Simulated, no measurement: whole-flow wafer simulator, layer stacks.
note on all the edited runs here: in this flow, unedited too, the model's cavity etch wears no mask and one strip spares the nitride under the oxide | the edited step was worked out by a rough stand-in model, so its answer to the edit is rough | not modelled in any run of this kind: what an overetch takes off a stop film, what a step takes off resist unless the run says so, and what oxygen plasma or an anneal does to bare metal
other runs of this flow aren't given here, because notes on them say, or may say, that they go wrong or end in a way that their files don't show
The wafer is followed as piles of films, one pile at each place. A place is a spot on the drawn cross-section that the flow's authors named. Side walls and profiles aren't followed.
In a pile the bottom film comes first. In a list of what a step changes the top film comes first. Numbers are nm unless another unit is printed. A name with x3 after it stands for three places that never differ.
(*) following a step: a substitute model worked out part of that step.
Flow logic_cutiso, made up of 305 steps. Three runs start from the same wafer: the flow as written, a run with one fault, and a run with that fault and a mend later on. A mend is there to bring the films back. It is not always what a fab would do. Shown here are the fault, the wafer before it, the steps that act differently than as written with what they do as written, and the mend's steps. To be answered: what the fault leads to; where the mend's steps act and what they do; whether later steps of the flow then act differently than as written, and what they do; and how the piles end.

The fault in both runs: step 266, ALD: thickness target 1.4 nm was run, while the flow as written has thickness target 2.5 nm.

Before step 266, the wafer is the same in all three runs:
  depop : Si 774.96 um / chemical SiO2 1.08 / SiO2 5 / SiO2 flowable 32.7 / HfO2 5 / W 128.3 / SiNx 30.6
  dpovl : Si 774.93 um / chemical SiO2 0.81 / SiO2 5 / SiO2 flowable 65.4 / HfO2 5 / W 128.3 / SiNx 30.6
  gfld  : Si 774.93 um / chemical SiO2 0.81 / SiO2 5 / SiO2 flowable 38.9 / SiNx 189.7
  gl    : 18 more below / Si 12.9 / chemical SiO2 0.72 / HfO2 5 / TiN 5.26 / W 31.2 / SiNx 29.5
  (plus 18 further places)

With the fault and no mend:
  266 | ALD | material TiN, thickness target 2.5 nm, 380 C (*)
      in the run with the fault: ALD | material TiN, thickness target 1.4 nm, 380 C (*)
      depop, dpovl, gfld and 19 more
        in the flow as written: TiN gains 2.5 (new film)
        in the run with the fault: TiN gains 1.4 (new film)
  Steps later in the flow that act otherwise than as written:
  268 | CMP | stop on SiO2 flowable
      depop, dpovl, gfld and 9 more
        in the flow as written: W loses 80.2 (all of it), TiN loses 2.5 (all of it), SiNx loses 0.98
        in the run with the fault: W loses 80.2 (all of it), TiN loses 1.4 (all of it), SiNx loses 0.98
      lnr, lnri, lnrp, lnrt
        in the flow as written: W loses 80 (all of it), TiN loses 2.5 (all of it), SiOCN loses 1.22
        in the run with the fault: W loses 80 (all of it), TiN loses 1.4 (all of it), SiOCN loses 1.22
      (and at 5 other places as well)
  At tap, the piles at the end differ from the flow's by more than 2% or 0.5 nm, whichever is larger.
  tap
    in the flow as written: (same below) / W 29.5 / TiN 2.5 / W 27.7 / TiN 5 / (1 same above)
    in the run with the fault: (same below) / W 29.5 / TiN 1.4 / W 28.8 / TiN 5 / (1 same above)

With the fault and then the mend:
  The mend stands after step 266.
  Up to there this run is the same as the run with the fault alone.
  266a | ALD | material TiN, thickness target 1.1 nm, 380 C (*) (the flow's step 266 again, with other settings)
      depop, dpovl, gfld and 19 more
        TiN gains 1.1
  None of the later steps of the flow acts differently than as written at any place that is followed.
  The piles end the same as the flow's at every place that both follow.
